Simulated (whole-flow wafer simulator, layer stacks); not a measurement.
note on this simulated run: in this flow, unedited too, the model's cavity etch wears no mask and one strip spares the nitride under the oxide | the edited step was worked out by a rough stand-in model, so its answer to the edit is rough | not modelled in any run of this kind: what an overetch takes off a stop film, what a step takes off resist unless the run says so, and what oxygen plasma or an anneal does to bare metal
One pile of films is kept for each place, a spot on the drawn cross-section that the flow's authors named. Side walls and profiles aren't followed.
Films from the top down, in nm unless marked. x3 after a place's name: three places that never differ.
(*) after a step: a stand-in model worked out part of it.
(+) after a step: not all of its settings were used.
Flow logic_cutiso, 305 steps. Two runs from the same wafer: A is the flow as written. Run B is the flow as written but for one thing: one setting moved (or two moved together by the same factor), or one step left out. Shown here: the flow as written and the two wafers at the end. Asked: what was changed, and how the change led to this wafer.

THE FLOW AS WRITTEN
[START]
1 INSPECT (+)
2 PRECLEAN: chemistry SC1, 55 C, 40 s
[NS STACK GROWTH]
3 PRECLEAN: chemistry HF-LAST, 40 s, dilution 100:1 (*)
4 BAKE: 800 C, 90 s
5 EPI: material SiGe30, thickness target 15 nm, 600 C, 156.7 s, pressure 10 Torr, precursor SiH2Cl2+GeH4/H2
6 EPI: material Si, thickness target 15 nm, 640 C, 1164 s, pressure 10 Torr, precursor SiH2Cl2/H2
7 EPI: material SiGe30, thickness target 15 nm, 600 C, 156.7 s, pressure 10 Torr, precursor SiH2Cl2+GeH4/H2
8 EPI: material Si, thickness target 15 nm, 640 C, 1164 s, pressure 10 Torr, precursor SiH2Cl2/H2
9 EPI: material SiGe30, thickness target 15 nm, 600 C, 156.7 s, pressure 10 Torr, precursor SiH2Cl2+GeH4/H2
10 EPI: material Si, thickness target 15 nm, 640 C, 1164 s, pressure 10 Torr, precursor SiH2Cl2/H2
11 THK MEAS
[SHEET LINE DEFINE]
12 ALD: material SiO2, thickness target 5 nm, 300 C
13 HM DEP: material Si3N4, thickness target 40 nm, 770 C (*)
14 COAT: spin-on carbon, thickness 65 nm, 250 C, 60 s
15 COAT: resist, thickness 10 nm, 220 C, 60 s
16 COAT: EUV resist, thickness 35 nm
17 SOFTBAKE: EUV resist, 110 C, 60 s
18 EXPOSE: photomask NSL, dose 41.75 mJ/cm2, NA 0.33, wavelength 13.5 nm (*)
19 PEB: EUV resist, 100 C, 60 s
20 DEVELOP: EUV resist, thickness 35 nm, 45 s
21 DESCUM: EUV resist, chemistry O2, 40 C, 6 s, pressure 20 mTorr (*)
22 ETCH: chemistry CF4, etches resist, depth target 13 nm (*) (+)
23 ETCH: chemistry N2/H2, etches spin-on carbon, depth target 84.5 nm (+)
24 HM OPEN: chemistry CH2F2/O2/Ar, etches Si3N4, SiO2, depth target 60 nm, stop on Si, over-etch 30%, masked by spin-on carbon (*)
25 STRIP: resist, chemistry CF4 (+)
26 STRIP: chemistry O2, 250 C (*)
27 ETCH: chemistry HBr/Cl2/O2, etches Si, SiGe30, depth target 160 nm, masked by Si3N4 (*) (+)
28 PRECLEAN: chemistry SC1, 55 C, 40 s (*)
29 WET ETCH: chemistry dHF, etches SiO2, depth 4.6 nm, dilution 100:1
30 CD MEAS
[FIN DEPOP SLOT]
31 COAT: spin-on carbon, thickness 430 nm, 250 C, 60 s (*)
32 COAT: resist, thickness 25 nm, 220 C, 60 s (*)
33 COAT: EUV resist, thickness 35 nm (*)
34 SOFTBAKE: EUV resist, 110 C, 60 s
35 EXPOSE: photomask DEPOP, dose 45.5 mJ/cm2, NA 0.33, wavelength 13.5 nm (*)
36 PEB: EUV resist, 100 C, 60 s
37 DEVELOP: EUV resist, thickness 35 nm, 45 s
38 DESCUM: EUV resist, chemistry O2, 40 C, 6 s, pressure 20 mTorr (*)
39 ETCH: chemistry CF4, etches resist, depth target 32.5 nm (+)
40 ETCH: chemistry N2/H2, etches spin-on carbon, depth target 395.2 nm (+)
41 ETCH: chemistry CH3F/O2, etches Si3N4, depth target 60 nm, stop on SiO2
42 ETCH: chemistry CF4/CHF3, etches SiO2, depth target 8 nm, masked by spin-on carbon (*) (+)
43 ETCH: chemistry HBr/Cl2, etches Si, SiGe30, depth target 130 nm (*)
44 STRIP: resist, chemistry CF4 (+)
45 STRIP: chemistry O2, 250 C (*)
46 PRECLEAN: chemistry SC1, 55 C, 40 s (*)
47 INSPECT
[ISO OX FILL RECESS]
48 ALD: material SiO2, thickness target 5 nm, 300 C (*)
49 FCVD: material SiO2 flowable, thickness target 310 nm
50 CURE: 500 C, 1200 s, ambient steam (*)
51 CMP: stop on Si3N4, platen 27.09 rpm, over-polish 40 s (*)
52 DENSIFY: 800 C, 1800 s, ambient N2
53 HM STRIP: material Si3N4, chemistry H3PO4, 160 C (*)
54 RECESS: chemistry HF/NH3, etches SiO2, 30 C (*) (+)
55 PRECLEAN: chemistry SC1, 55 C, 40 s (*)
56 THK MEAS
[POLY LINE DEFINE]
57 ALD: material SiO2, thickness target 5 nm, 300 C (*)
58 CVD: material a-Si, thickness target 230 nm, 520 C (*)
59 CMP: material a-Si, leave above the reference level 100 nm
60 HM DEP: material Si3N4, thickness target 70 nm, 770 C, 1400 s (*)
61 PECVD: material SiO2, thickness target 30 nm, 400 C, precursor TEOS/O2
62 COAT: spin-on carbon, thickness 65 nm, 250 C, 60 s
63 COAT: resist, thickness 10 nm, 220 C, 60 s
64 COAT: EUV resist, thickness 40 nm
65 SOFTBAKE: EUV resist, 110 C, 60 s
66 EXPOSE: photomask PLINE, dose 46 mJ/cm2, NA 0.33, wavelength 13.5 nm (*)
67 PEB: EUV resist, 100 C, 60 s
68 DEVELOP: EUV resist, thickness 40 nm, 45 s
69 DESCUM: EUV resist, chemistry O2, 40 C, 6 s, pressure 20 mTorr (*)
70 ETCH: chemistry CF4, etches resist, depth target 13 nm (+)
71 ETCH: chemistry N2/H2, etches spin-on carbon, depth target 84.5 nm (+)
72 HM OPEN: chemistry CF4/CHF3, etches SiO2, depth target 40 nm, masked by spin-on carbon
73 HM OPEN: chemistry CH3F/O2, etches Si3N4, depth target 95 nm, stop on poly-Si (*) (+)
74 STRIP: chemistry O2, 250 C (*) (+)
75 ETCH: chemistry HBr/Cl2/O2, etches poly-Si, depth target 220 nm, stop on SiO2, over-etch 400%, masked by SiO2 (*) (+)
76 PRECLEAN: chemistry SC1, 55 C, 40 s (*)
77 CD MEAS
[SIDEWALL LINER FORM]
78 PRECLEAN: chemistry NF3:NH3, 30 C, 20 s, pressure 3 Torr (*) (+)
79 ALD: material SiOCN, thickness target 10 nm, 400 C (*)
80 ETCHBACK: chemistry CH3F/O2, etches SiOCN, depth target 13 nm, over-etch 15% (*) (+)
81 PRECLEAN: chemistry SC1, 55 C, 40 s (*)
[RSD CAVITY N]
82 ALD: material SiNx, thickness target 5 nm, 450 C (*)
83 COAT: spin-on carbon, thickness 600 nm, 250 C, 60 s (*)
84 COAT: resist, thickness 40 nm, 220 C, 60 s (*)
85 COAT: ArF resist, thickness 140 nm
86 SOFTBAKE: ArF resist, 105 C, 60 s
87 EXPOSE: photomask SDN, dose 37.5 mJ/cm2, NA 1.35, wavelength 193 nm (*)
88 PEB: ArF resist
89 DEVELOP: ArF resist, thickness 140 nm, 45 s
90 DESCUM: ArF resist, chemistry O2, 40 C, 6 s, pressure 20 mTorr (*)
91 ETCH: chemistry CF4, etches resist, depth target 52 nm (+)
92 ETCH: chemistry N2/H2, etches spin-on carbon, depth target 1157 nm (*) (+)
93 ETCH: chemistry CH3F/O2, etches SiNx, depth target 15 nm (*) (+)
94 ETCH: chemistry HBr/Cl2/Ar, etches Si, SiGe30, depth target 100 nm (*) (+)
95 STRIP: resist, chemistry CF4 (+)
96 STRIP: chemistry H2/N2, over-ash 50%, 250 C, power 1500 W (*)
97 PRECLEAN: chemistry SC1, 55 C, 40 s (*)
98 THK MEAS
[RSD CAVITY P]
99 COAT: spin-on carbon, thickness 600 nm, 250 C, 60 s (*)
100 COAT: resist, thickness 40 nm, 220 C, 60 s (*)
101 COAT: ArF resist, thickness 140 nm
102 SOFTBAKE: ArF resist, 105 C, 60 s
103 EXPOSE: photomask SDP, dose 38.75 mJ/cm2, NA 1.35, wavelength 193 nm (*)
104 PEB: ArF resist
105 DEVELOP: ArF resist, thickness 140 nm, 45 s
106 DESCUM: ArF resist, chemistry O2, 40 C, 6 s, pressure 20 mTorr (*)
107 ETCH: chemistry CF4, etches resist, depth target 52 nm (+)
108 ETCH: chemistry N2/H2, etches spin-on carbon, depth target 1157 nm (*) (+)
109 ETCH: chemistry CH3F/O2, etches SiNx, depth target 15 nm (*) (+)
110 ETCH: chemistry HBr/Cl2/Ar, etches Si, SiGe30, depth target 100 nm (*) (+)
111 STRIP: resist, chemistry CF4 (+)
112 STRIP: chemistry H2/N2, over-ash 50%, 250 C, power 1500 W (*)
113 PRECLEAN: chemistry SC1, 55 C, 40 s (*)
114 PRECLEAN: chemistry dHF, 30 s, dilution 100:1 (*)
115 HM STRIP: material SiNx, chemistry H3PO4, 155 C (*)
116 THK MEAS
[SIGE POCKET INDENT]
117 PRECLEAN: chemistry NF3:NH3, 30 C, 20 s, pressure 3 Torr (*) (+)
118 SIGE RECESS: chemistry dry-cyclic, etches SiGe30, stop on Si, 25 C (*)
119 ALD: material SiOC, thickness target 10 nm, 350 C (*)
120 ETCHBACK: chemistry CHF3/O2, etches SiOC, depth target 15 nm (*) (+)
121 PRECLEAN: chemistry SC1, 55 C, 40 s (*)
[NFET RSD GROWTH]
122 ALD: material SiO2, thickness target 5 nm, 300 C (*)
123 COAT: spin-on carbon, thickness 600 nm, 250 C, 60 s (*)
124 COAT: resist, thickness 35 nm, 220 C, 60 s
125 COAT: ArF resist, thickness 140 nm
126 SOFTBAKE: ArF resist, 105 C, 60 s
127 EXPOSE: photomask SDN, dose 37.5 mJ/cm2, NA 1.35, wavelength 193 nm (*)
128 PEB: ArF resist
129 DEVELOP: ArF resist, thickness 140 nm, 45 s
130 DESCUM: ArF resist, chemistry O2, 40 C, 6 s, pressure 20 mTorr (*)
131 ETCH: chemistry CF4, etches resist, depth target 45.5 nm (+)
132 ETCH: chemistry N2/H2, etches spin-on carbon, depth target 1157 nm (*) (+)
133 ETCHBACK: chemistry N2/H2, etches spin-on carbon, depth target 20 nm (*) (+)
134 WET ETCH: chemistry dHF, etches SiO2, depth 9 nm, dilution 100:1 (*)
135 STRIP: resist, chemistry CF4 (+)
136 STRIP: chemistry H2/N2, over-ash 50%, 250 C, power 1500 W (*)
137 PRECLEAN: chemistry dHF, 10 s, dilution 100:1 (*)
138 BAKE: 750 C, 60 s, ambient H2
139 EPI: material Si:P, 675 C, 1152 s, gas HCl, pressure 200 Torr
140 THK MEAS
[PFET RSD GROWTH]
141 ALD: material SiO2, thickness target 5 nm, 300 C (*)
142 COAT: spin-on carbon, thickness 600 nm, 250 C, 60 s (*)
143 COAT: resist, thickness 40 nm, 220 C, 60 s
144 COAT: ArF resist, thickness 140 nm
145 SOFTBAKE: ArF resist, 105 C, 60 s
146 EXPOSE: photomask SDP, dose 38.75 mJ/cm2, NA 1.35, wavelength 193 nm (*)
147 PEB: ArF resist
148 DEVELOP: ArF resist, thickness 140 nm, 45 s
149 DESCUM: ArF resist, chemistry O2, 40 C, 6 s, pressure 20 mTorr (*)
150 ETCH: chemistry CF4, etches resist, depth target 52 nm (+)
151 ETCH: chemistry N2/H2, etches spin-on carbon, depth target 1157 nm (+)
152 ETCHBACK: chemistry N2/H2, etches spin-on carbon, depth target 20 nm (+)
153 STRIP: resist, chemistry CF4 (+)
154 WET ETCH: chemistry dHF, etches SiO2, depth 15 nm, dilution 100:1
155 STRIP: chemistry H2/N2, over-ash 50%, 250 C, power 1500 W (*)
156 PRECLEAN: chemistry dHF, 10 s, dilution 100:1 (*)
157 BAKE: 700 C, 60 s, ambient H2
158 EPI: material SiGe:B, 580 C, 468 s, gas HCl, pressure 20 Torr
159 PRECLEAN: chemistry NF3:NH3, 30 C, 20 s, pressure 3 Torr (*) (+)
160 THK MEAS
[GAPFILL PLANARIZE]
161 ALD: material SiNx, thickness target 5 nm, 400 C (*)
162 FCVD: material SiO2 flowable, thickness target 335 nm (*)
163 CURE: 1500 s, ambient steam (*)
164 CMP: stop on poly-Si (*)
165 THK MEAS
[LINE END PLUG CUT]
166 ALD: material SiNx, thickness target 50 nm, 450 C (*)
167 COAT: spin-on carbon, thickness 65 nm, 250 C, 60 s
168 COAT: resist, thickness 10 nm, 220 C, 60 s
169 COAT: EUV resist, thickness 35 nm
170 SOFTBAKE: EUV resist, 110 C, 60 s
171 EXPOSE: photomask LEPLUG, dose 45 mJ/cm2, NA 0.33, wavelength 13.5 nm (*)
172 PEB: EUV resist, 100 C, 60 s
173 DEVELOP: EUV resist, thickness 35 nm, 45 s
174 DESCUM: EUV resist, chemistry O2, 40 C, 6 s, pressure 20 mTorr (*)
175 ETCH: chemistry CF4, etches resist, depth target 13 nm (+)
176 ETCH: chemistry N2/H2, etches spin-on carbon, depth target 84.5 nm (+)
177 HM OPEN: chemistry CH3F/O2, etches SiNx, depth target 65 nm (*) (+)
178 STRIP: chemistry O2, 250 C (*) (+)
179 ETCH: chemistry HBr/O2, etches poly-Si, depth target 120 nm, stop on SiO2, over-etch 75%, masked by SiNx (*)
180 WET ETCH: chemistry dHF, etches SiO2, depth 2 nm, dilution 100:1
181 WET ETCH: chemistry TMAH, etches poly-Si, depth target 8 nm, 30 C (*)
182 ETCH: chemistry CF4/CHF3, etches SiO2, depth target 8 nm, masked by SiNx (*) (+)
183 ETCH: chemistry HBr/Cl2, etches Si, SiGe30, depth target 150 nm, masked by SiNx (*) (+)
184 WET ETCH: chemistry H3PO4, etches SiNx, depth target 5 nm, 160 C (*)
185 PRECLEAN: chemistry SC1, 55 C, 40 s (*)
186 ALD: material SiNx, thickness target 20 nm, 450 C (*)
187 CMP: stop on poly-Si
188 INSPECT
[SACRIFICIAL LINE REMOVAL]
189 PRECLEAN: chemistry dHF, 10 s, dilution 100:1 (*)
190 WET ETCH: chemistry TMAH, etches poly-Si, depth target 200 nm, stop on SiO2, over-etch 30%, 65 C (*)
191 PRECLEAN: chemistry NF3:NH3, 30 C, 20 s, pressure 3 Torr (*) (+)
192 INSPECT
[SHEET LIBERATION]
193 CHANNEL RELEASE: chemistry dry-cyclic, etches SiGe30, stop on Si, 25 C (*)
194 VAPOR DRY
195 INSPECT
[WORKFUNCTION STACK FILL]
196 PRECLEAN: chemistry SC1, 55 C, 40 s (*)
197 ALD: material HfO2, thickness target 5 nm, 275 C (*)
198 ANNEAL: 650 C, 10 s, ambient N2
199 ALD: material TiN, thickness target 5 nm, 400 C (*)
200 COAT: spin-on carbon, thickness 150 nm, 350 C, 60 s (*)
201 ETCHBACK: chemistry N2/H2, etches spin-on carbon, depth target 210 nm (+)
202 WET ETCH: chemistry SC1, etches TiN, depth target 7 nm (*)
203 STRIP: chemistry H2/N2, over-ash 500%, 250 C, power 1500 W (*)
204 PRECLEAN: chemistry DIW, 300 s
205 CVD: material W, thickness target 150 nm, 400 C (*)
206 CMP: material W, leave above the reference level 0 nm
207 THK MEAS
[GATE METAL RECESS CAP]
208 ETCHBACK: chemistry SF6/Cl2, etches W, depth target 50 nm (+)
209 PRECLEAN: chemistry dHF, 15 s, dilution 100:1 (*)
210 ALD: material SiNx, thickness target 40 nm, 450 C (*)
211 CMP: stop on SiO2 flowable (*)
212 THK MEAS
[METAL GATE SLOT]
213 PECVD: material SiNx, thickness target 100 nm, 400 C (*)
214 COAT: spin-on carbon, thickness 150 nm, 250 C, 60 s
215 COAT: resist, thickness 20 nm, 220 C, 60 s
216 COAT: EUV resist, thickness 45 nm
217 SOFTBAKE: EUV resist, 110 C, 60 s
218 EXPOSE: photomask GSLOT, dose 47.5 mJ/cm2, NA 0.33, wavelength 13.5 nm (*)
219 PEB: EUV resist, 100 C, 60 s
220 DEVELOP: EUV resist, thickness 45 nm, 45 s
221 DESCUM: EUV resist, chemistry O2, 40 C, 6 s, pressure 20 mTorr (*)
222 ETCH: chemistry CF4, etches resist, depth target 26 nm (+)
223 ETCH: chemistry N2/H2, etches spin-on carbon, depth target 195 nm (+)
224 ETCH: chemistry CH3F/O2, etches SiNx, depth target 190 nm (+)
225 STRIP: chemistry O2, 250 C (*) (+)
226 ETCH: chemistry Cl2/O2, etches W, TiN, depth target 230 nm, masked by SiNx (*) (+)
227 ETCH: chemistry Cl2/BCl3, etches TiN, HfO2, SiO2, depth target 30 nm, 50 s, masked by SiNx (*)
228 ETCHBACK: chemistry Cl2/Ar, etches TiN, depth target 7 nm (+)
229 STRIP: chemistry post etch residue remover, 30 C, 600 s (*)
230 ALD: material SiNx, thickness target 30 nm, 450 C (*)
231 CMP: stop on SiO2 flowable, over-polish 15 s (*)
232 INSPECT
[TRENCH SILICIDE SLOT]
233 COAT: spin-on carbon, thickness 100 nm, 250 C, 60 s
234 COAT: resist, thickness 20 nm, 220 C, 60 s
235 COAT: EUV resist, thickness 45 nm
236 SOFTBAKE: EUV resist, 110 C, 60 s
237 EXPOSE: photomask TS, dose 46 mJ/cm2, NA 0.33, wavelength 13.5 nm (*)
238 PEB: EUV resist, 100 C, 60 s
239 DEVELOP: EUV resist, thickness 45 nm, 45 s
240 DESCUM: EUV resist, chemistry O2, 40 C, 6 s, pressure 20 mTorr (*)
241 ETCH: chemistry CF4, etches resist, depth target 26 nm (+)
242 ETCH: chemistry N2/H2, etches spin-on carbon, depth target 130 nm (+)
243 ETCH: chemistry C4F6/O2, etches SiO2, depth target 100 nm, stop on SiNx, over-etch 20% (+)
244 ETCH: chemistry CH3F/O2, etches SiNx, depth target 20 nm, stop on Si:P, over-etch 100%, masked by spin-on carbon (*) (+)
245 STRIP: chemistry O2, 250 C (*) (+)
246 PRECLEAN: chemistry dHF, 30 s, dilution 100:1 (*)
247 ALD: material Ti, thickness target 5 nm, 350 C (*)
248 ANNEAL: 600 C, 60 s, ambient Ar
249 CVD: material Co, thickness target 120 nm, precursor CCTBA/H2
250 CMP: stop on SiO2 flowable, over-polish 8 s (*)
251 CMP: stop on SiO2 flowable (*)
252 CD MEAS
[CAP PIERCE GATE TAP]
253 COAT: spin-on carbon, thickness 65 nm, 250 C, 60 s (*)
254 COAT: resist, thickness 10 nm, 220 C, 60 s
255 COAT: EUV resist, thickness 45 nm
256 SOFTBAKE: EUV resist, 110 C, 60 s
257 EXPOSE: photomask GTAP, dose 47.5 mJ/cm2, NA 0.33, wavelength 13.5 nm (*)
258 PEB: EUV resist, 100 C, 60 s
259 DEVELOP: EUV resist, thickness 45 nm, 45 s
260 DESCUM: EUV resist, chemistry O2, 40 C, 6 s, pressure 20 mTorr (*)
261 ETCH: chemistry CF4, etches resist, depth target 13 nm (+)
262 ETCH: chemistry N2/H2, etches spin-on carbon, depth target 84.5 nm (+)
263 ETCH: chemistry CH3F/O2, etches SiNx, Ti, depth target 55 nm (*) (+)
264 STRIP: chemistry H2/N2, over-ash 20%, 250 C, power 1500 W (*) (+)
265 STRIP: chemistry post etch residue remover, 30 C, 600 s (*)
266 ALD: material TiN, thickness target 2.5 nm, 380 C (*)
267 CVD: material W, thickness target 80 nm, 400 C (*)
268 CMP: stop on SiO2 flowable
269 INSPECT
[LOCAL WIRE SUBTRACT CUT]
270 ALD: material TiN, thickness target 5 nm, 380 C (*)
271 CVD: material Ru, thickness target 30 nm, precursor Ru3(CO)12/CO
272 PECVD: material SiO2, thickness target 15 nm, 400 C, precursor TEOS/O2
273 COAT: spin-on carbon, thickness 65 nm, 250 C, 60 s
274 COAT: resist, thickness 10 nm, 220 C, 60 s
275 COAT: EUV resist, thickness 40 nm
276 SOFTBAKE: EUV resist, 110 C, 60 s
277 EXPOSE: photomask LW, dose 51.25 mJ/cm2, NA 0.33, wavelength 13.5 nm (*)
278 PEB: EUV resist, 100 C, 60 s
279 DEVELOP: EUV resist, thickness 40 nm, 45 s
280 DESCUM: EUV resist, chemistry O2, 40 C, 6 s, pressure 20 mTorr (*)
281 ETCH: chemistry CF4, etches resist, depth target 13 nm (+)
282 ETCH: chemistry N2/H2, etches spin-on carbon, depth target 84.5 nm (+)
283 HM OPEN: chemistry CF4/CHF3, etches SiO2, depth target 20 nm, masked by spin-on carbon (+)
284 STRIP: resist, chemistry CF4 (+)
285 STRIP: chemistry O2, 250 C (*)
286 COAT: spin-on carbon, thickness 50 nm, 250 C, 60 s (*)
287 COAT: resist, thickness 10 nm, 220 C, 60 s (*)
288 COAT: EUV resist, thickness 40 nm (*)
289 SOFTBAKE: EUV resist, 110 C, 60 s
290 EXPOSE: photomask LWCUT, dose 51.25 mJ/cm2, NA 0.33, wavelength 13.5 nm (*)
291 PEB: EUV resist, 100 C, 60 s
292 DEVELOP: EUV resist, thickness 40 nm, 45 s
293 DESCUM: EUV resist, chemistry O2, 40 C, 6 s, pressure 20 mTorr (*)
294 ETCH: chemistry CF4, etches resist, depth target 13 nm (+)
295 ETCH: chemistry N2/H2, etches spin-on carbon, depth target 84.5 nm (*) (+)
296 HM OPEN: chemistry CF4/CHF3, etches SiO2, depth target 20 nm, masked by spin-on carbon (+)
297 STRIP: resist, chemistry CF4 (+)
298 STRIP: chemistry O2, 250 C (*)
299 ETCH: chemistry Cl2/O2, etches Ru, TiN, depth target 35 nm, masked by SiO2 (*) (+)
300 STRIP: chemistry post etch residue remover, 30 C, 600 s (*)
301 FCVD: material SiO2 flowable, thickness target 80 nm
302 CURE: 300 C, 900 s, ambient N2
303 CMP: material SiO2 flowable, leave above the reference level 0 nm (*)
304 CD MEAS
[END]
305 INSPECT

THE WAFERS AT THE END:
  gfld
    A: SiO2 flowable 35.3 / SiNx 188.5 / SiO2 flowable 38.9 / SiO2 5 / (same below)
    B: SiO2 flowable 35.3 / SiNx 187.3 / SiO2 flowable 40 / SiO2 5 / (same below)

The cause: step 226, ETCH: depth target 138 nm was run, where the flow has depth target 230 nm.

How the change led to this, step by step:
  226 ETCH: chemistry Cl2/O2, etches W, TiN, depth target 230 nm, masked by SiNx (*) (+)
      depop, dpovl, gl and 18 more: A SiNx -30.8 | B SiNx -23
      gfld: A W -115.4 (all of it), TiN -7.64 (all of it), HfO2 -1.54 | B W -115.4 (all of it), TiN -7.64 (all of it), HfO2 -0.37
  227 ETCH: chemistry Cl2/BCl3, etches TiN, HfO2, SiO2, depth target 30 nm, 50 s, masked by SiNx (*)
      gfld: A HfO2 -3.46 (all of it), SiO2 flowable -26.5 | B HfO2 -4.63 (all of it), SiO2 flowable -25.4
  230 ALD: material SiNx, thickness target 30 nm, 450 C (*)
      gfld: A SiNx +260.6 (new film) | B SiNx +267.2 (new film)
  231 CMP: stop on SiO2 flowable, over-polish 15 s (*)
      depop, dpovl, gfld and 10 more: A SiNx -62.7 | B SiNx -70.5
      lnr, lnri, lnrp, lnrt: A SiNx -61 (all of it), SiOCN -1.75 | B SiNx -68.7 (all of it), SiOCN -1.75
      (and at 5 more places)
